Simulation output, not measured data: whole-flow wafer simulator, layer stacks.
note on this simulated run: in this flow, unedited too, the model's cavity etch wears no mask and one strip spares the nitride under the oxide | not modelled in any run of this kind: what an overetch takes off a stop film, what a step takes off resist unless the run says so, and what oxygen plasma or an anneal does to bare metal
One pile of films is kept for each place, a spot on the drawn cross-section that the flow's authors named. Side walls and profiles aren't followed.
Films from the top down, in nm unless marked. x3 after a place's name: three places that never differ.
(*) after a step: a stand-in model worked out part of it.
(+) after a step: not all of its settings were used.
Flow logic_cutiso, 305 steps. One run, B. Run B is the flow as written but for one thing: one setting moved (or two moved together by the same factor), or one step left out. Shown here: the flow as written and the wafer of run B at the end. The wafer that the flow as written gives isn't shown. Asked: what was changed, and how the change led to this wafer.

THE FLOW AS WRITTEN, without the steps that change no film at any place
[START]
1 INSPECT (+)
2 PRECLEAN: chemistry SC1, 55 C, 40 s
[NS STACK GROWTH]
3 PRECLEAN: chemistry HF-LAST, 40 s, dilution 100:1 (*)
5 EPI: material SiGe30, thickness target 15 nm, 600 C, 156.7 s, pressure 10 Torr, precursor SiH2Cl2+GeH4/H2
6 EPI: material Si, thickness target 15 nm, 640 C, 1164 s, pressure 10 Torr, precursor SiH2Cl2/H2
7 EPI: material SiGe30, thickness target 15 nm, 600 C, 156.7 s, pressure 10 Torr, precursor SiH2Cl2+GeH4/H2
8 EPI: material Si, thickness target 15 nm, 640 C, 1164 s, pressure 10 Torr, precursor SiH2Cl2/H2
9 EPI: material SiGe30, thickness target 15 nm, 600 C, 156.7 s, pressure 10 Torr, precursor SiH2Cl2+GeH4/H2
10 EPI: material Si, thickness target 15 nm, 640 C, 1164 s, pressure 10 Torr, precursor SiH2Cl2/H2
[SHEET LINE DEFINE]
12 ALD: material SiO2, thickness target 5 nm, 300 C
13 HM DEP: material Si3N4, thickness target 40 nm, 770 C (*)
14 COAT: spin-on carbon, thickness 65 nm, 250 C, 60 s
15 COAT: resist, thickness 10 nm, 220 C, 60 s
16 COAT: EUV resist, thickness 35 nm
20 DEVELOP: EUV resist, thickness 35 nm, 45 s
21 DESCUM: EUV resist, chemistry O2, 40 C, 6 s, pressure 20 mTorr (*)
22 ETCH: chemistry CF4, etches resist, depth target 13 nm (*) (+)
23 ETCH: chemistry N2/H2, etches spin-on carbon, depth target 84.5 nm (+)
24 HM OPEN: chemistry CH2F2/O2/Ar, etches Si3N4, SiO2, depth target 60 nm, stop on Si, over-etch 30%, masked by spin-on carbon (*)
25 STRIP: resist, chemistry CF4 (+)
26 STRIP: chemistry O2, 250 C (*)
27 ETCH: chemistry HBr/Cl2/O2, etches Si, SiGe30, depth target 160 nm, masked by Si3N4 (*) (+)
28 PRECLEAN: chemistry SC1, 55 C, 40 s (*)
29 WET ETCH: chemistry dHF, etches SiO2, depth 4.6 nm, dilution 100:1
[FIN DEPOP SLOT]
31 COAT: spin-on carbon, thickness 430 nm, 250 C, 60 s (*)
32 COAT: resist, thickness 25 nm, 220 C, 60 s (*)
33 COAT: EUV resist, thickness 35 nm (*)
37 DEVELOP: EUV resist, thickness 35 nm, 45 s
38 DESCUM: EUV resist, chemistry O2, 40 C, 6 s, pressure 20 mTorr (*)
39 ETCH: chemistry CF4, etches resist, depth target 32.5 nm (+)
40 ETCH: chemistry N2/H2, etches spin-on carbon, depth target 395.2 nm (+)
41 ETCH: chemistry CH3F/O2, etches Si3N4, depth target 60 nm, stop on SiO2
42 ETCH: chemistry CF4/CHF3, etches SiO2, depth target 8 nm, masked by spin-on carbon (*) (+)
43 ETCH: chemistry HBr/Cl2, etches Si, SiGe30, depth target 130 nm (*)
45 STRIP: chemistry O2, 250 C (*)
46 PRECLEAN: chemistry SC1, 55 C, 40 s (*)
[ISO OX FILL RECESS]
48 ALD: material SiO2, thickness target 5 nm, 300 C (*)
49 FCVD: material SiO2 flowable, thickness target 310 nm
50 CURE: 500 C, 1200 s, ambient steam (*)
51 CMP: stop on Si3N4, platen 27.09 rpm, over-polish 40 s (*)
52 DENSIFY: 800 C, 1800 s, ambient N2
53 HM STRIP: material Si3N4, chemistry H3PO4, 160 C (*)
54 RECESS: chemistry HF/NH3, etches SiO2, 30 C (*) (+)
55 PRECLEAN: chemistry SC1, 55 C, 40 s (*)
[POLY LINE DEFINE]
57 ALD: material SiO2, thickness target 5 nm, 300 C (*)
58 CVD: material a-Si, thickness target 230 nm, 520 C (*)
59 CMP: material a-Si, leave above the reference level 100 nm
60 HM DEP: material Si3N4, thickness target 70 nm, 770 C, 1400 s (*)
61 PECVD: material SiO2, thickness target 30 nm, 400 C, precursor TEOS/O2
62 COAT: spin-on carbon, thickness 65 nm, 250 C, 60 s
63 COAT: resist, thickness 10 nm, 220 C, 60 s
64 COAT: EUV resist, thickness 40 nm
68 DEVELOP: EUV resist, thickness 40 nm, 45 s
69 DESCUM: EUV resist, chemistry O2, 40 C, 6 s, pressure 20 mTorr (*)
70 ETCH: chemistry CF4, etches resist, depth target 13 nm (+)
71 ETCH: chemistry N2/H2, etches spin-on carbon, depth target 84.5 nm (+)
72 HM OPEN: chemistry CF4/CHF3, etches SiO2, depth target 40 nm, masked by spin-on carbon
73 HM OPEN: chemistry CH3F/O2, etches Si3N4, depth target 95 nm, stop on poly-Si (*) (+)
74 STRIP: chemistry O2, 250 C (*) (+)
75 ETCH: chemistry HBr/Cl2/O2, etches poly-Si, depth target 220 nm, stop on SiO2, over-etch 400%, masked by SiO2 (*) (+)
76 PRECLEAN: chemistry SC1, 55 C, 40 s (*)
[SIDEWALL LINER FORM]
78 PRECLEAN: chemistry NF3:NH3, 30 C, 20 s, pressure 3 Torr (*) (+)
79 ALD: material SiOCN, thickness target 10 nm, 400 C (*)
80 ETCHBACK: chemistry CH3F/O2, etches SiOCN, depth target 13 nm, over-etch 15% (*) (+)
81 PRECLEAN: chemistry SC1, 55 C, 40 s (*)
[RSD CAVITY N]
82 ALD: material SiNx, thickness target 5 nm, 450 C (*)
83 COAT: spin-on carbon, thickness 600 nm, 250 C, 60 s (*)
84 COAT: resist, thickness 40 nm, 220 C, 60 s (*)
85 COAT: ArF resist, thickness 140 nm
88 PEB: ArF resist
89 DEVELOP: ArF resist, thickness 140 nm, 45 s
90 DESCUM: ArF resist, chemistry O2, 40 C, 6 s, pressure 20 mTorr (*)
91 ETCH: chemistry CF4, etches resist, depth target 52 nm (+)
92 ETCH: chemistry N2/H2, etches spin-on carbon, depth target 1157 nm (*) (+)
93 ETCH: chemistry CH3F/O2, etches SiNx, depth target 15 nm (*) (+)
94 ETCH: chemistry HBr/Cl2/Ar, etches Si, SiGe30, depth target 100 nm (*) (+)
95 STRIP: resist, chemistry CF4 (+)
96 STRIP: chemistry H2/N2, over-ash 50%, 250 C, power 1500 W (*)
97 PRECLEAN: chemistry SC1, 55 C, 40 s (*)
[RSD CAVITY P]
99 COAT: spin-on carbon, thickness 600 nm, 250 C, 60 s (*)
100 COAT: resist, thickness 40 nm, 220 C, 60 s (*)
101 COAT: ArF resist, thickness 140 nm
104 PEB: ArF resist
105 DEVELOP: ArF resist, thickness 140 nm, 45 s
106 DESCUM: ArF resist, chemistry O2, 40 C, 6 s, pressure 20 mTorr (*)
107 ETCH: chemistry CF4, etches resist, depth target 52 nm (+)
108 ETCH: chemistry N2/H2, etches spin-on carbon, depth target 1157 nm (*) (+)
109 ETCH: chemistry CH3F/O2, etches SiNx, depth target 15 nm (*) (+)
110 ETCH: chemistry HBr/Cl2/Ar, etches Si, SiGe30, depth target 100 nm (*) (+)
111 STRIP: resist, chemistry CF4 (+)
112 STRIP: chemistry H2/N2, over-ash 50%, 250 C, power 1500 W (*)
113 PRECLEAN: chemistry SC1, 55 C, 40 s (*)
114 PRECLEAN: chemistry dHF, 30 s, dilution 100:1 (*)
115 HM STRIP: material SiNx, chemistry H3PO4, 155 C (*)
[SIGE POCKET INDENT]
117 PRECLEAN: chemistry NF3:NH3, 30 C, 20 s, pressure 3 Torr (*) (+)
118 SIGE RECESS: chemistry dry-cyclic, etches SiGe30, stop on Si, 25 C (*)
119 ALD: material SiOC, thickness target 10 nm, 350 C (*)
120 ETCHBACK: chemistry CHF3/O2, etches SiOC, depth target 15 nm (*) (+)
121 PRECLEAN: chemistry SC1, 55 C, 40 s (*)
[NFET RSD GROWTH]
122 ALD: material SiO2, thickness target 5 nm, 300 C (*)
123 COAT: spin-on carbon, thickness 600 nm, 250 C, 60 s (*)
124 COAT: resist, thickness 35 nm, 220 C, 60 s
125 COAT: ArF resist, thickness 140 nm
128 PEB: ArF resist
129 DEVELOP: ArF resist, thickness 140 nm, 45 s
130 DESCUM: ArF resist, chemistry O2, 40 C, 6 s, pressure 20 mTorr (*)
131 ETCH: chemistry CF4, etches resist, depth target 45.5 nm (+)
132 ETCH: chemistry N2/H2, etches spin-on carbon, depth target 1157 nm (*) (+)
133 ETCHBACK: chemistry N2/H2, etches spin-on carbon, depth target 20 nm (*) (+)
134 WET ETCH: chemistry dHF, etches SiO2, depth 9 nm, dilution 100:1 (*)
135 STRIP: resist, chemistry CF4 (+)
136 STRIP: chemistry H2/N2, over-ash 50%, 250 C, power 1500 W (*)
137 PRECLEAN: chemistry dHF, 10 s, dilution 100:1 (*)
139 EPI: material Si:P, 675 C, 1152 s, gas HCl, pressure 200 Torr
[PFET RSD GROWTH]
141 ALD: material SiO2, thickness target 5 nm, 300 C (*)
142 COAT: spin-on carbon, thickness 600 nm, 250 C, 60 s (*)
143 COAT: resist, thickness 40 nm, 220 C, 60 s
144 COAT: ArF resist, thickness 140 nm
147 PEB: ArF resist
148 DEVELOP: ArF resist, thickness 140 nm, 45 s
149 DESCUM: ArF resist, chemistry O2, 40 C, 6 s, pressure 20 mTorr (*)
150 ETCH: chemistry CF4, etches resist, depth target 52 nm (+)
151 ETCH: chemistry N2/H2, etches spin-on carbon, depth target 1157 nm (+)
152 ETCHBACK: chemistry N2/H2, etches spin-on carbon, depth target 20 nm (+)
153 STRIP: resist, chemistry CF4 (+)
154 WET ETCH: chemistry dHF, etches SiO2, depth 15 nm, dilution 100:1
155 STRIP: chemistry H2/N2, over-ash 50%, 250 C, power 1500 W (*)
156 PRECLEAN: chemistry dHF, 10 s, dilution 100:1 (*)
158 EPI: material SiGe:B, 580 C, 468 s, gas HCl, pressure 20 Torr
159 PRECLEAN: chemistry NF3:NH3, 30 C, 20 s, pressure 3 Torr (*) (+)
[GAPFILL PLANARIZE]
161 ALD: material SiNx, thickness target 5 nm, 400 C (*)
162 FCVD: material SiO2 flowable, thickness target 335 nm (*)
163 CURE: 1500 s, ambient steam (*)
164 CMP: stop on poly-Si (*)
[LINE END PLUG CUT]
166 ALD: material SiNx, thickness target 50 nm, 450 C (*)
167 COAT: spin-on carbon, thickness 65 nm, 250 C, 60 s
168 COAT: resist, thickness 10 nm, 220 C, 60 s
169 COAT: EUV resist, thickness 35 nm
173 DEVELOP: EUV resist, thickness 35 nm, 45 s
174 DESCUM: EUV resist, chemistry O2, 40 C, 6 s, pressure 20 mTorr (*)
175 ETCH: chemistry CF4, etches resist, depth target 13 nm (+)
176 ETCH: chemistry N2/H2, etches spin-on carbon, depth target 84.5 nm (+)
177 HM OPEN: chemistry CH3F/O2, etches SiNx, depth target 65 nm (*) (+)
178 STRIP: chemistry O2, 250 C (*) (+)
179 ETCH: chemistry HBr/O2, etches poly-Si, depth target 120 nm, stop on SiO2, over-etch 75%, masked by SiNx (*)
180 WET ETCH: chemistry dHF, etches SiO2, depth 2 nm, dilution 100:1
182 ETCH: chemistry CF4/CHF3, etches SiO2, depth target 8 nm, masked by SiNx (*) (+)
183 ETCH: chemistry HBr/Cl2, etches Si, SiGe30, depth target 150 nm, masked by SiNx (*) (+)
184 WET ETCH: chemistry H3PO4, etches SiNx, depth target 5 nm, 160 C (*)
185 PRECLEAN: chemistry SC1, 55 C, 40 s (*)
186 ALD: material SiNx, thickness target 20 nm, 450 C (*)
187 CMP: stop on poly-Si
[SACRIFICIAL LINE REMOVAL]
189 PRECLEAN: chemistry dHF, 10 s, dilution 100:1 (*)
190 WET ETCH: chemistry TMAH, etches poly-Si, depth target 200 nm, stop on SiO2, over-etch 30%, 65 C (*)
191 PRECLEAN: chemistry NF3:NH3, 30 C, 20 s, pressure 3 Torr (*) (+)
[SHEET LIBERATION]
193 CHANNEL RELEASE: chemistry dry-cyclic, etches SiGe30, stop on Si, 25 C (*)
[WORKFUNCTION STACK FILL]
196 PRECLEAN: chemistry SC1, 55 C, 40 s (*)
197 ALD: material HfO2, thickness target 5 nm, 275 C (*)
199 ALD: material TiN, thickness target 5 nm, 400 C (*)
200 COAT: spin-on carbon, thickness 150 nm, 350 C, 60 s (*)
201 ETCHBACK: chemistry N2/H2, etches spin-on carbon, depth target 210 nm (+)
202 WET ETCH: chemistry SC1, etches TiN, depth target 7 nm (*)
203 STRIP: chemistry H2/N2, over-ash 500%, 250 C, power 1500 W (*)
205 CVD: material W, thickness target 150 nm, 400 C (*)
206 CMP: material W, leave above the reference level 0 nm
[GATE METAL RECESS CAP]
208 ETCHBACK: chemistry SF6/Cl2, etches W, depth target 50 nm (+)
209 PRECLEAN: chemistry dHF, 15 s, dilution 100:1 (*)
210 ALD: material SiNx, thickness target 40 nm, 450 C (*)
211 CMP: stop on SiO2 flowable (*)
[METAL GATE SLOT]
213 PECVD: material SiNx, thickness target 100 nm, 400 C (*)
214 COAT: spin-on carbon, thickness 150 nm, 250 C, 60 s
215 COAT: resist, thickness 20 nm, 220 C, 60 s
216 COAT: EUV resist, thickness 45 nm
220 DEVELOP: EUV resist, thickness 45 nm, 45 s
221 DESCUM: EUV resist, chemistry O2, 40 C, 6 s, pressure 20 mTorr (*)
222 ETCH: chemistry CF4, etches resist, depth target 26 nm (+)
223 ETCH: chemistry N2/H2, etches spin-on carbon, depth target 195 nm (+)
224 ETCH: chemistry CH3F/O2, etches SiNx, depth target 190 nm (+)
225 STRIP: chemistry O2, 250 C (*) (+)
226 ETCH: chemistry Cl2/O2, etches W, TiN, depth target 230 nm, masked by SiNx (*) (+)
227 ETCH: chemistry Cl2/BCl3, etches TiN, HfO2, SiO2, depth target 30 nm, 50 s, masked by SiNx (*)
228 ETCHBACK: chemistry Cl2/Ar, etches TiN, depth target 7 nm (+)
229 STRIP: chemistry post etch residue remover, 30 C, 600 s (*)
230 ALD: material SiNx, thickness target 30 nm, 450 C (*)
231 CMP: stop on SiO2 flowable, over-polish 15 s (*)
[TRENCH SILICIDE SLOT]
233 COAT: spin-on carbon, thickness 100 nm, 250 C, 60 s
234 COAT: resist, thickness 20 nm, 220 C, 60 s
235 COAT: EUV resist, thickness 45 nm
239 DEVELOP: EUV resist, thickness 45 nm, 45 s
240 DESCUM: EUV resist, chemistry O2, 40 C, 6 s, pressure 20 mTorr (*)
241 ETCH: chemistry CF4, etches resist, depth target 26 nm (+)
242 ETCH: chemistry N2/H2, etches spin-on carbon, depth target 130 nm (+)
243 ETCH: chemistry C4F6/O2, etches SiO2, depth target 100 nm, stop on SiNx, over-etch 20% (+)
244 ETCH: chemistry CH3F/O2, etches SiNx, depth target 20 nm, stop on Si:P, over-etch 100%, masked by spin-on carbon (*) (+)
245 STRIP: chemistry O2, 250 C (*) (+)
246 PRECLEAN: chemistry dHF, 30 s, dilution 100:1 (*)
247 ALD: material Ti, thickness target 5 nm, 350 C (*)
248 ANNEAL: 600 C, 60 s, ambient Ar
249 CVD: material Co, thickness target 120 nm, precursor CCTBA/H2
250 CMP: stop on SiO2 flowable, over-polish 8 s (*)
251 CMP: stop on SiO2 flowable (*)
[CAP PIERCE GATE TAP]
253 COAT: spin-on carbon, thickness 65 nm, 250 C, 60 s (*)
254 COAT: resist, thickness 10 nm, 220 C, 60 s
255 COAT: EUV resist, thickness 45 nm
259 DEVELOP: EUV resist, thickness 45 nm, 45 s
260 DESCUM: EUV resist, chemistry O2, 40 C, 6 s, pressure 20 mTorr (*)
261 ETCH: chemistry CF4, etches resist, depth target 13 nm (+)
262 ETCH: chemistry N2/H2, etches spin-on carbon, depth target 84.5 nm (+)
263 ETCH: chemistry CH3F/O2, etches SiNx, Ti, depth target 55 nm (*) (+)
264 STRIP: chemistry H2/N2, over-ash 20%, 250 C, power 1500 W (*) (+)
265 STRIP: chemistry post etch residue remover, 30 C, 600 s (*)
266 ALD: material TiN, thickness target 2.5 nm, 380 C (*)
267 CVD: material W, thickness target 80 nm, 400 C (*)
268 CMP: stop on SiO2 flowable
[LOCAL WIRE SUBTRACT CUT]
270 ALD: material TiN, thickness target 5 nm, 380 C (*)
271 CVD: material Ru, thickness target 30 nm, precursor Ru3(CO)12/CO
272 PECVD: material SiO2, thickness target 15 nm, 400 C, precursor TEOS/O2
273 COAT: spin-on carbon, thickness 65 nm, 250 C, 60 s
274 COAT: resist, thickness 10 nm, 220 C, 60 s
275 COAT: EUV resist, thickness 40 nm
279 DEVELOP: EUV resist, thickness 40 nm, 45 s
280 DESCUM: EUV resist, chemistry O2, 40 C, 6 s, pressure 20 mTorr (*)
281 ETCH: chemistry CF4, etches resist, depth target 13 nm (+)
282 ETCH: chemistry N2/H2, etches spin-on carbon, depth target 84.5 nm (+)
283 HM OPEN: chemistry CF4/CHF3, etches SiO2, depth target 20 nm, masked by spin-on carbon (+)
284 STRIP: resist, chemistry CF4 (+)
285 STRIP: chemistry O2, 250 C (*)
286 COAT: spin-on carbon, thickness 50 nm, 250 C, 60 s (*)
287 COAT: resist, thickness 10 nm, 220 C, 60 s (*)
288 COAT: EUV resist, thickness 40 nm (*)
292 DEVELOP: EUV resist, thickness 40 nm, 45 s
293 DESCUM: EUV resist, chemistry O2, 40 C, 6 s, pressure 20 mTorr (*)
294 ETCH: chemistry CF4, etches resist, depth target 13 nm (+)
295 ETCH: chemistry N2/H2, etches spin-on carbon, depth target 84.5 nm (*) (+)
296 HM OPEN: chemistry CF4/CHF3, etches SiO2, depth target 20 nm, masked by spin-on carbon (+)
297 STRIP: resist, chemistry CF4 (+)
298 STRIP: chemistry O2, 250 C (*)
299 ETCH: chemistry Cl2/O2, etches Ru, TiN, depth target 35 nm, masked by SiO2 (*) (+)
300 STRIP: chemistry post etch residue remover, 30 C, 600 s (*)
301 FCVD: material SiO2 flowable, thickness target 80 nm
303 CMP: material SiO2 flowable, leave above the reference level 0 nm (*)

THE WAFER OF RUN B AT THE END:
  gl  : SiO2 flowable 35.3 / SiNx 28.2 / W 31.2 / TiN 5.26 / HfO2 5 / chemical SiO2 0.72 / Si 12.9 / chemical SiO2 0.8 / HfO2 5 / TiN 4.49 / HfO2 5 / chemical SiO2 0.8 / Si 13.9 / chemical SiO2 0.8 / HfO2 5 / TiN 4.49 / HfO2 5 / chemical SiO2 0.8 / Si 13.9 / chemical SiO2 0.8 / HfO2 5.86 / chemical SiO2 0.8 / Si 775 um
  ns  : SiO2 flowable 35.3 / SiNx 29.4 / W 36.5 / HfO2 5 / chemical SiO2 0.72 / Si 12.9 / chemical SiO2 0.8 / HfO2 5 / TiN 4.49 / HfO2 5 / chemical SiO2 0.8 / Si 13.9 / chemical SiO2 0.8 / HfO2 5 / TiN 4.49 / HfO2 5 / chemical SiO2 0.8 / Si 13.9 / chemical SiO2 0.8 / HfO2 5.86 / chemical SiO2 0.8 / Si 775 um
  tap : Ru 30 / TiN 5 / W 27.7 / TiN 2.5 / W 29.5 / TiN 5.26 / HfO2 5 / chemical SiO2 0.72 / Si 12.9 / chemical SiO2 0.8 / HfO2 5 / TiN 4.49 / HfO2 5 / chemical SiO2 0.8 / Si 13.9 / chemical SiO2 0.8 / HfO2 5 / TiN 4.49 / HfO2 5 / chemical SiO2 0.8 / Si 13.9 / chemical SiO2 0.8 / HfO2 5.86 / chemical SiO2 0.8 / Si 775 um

The cause: step 5, EPI: thickness target 6.4 nm was run, where the flow has thickness target 15 nm; step 5, EPI: 66.6 s was run, where the flow has 156.7 s.

How the change led to this, step by step:
  5 EPI: material SiGe30, thickness target 15 nm, 600 C, 156.7 s, pressure 10 Torr, precursor SiH2Cl2+GeH4/H2
      depop, dpovl, gfld and 19 more: SiGe30 +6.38 (new film) (as written it would be: SiGe30 +15 (new film))
  27 ETCH: chemistry HBr/Cl2/O2, etches Si, SiGe30, depth target 160 nm, masked by Si3N4 (*) (+)
      gfld, gxf, iso, lnri: chemical SiO2 -0.79 (all of it), Si -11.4 (all of it), SiGe30 -15 (all of it), Si -15 (all of it), SiGe30 -15 (all of it), Si -15 (all of it), SiGe30 -6.38 (all of it), Si -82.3 (as written it would be: chemical SiO2 -0.79 (all of it), Si -11.4 (all of it), SiGe30 -15 (all of it), Si -15 (all of it), SiGe30 -15 (all of it), Si -15 (all of it), SiGe30 -15 (all of it), Si -73.6)
      dpovl, nsgap: chemical SiO2 -0.79 (all of it), Si -11.8 (all of it), SiGe30 -15 (all of it), Si -15 (all of it), SiGe30 -15 (all of it), Si -15 (all of it), SiGe30 -6.38 (all of it), Si -81.9 (as written it would be: chemical SiO2 -0.79 (all of it), Si -11.8 (all of it), SiGe30 -15 (all of it), Si -15 (all of it), SiGe30 -15 (all of it), Si -15 (all of it), SiGe30 -15 (all of it), Si -73.2)
      (and at 1 more place)
  43 ETCH: chemistry HBr/Cl2, etches Si, SiGe30, depth target 130 nm (*)
      depop: Si -14 (all of it), SiGe30 -15 (all of it), Si -15 (all of it), SiGe30 -15 (all of it), Si -15 (all of it), SiGe30 -6.38 (all of it), Si -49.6 (as written it would be: Si -14 (all of it), SiGe30 -15 (all of it), Si -15 (all of it), SiGe30 -15 (all of it), Si -15 (all of it), SiGe30 -15 (all of it), Si -41)
  94 ETCH: chemistry HBr/Cl2/Ar, etches Si, SiGe30, depth target 100 nm (*) (+)
      rsdn, rsdx: chemical SiO2 -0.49 (all of it), Si -12.8 (all of it), SiGe30 -15 (all of it), Si -15 (all of it), SiGe30 -15 (all of it), Si -15 (all of it), SiGe30 -6.38 (all of it), Si -20.8 (as written it would be: chemical SiO2 -0.49 (all of it), Si -12.8 (all of it), SiGe30 -15 (all of it), Si -15 (all of it), SiGe30 -15 (all of it), Si -15 (all of it), SiGe30 -15 (all of it), Si -12.2)
  110 ETCH: chemistry HBr/Cl2/Ar, etches Si, SiGe30, depth target 100 nm (*) (+)
      rsdp, rsdw: chemical SiO2 -0.49 (all of it), Si -12.8 (all of it), SiGe30 -15 (all of it), Si -15 (all of it), SiGe30 -15 (all of it), Si -15 (all of it), SiGe30 -6.38 (all of it), Si -20.8 (as written it would be: chemical SiO2 -0.49 (all of it), Si -12.8 (all of it), SiGe30 -15 (all of it), Si -15 (all of it), SiGe30 -15 (all of it), Si -15 (all of it), SiGe30 -15 (all of it), Si -12.2)
  118 SIGE RECESS: chemistry dry-cyclic, etches SiGe30, stop on Si, 25 C (*)
      lnr, lnrp, lnrt: SiOCN -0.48, Si -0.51, cavity +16 (new film), SiGe30 -15 (all of it), Si -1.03, cavity +16 (new film), SiGe30 -15 (all of it), Si -1.03, cavity +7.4 (new film), SiGe30 -6.38 (all of it), Si -0.51 (as written it would be: SiOCN -0.48, Si -0.51, cavity +16 (new film), SiGe30 -15 (all of it), Si -1.03, cavity +16 (new film), SiGe30 -15 (all of it), Si -1.03, cavity +16 (new film), SiGe30 -15 (all of it), Si -0.51)
  119 ALD: material SiOC, thickness target 10 nm, 350 C (*)
      lnr, lnrp, lnrt: SiOC +10 (new film), SiOC +16 (new film), cavity -16 (all of it), SiOC +16 (new film), cavity -16 (all of it), SiOC +7.4 (new film), cavity -7.4 (all of it) (as written it would be: SiOC +10 (new film), SiOC +16 (new film), cavity -16 (all of it), SiOC +16 (new film), cavity -16 (all of it), SiOC +16 (new film), cavity -16 (all of it))
  183 ETCH: chemistry HBr/Cl2, etches Si, SiGe30, depth target 150 nm, masked by SiNx (*) (+)
      plug: Si -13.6 (all of it), SiGe30 -15 (all of it), Si -15 (all of it), SiGe30 -15 (all of it), Si -15 (all of it), SiGe30 -6.38 (all of it), Si -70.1 (as written it would be: Si -13.6 (all of it), SiGe30 -15 (all of it), Si -15 (all of it), SiGe30 -15 (all of it), Si -15 (all of it), SiGe30 -15 (all of it), Si -61.4)
  193 CHANNEL RELEASE: chemistry dry-cyclic, etches SiGe30, stop on Si, 25 C (*)
      gl, glp, gxn, gxp, ns, tap: chemical SiO2 +0.8 (new film), Si -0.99, chemical SiO2 +0.8 (new film), cavity +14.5 (new film), chemical SiO2 +0.8 (new film), SiGe30 -15 (all of it), Si -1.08, chemical SiO2 +0.8 (new film), cavity +14.5 (new film), chemical SiO2 +0.8 (new film), SiGe30 -15 (all of it), Si -1.08, chemical SiO2 +0.8 (new film), cavity +5.86 (new film), chemical SiO2 +0.8 (new film), SiGe30 -6.38 (all of it), Si -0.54 (as written it would be: chemical SiO2 +0.8 (new film), Si -0.99, chemical SiO2 +0.8 (new film), cavity +14.5 (new film), chemical SiO2 +0.8 (new film), SiGe30 -15 (all of it), Si -1.08, chemical SiO2 +0.8 (new film), cavity +14.5 (new film), chemical SiO2 +0.8 (new film), SiGe30 -15 (all of it), Si -1.08, chemical SiO2 +0.8 (new film), cavity +14.5 (new film), chemical SiO2 +0.8 (new film), SiGe30 -15 (all of it), Si -0.54)
  197 ALD: material HfO2, thickness target 5 nm, 275 C (*)
      gl, glp, gxn, gxp, ns, tap: HfO2 +5 (new film), HfO2 +5 (new film), cavity -10, HfO2 +5 (new film), HfO2 +5 (new film), cavity -10, HfO2 +5 (new film), HfO2 +5.86 (new film), cavity -5.86 (all of it) (as written it would be: HfO2 +5 (new film), HfO2 +5 (new film), cavity -10, HfO2 +5 (new film), HfO2 +5 (new film), cavity -10, HfO2 +5 (new film), HfO2 +5 (new film), cavity -10, HfO2 +5 (new film))
  199 ALD: material TiN, thickness target 5 nm, 400 C (*)
      gl, glp, tap: TiN +5.26 (new film), TiN +4.49 (new film), cavity -4.49 (all of it), TiN +4.49 (new film), cavity -4.49 (all of it) (as written it would be: TiN +5.26 (new film), TiN +4.49 (new film), cavity -4.49 (all of it), TiN +4.49 (new film), cavity -4.49 (all of it), TiN +4.49 (new film), cavity -4.49 (all of it))
      gxn, gxp, ns: TiN +5 (new film), TiN +4.49 (new film), cavity -4.49 (all of it), TiN +4.49 (new film), cavity -4.49 (all of it) (as written it would be: TiN +5 (new film), TiN +4.49 (new film), cavity -4.49 (all of it), TiN +4.49 (new film), cavity -4.49 (all of it), TiN +4.49 (new film), cavity -4.49 (all of it))
Counting metal films that touch as one body, gl has 3 bodies (between them, from the top down: HfO2 5 / chemical SiO2 0.72 / Si 12.9 / chemical SiO2 0.8 / HfO2 5; HfO2 5 / chemical SiO2 0.8 / Si 13.9 / chemical SiO2 0.8 / HfO2 5); the flow as written gives 4 bodies (between them, from the top down: HfO2 5 / chemical SiO2 0.72 / Si 12.9 / chemical SiO2 0.8 / HfO2 5; HfO2 5 / chemical SiO2 0.8 / Si 13.9 / chemical SiO2 0.8 / HfO2 5; HfO2 5 / chemical SiO2 0.8 / Si 13.9 / chemical SiO2 0.8 / HfO2 5).
Counting metal films that touch as one body, ns has 3 bodies (between them, from the top down: HfO2 5 / chemical SiO2 0.72 / Si 12.9 / chemical SiO2 0.8 / HfO2 5; HfO2 5 / chemical SiO2 0.8 / Si 13.9 / chemical SiO2 0.8 / HfO2 5); the flow as written gives 4 bodies (between them, from the top down: HfO2 5 / chemical SiO2 0.72 / Si 12.9 / chemical SiO2 0.8 / HfO2 5; HfO2 5 / chemical SiO2 0.8 / Si 13.9 / chemical SiO2 0.8 / HfO2 5; HfO2 5 / chemical SiO2 0.8 / Si 13.9 / chemical SiO2 0.8 / HfO2 5).
Counting metal films that touch as one body, tap has 3 bodies (between them, from the top down: HfO2 5 / chemical SiO2 0.72 / Si 12.9 / chemical SiO2 0.8 / HfO2 5; HfO2 5 / chemical SiO2 0.8 / Si 13.9 / chemical SiO2 0.8 / HfO2 5); the flow as written gives 4 bodies (between them, from the top down: HfO2 5 / chemical SiO2 0.72 / Si 12.9 / chemical SiO2 0.8 / HfO2 5; HfO2 5 / chemical SiO2 0.8 / Si 13.9 / chemical SiO2 0.8 / HfO2 5; HfO2 5 / chemical SiO2 0.8 / Si 13.9 / chemical SiO2 0.8 / HfO2 5).
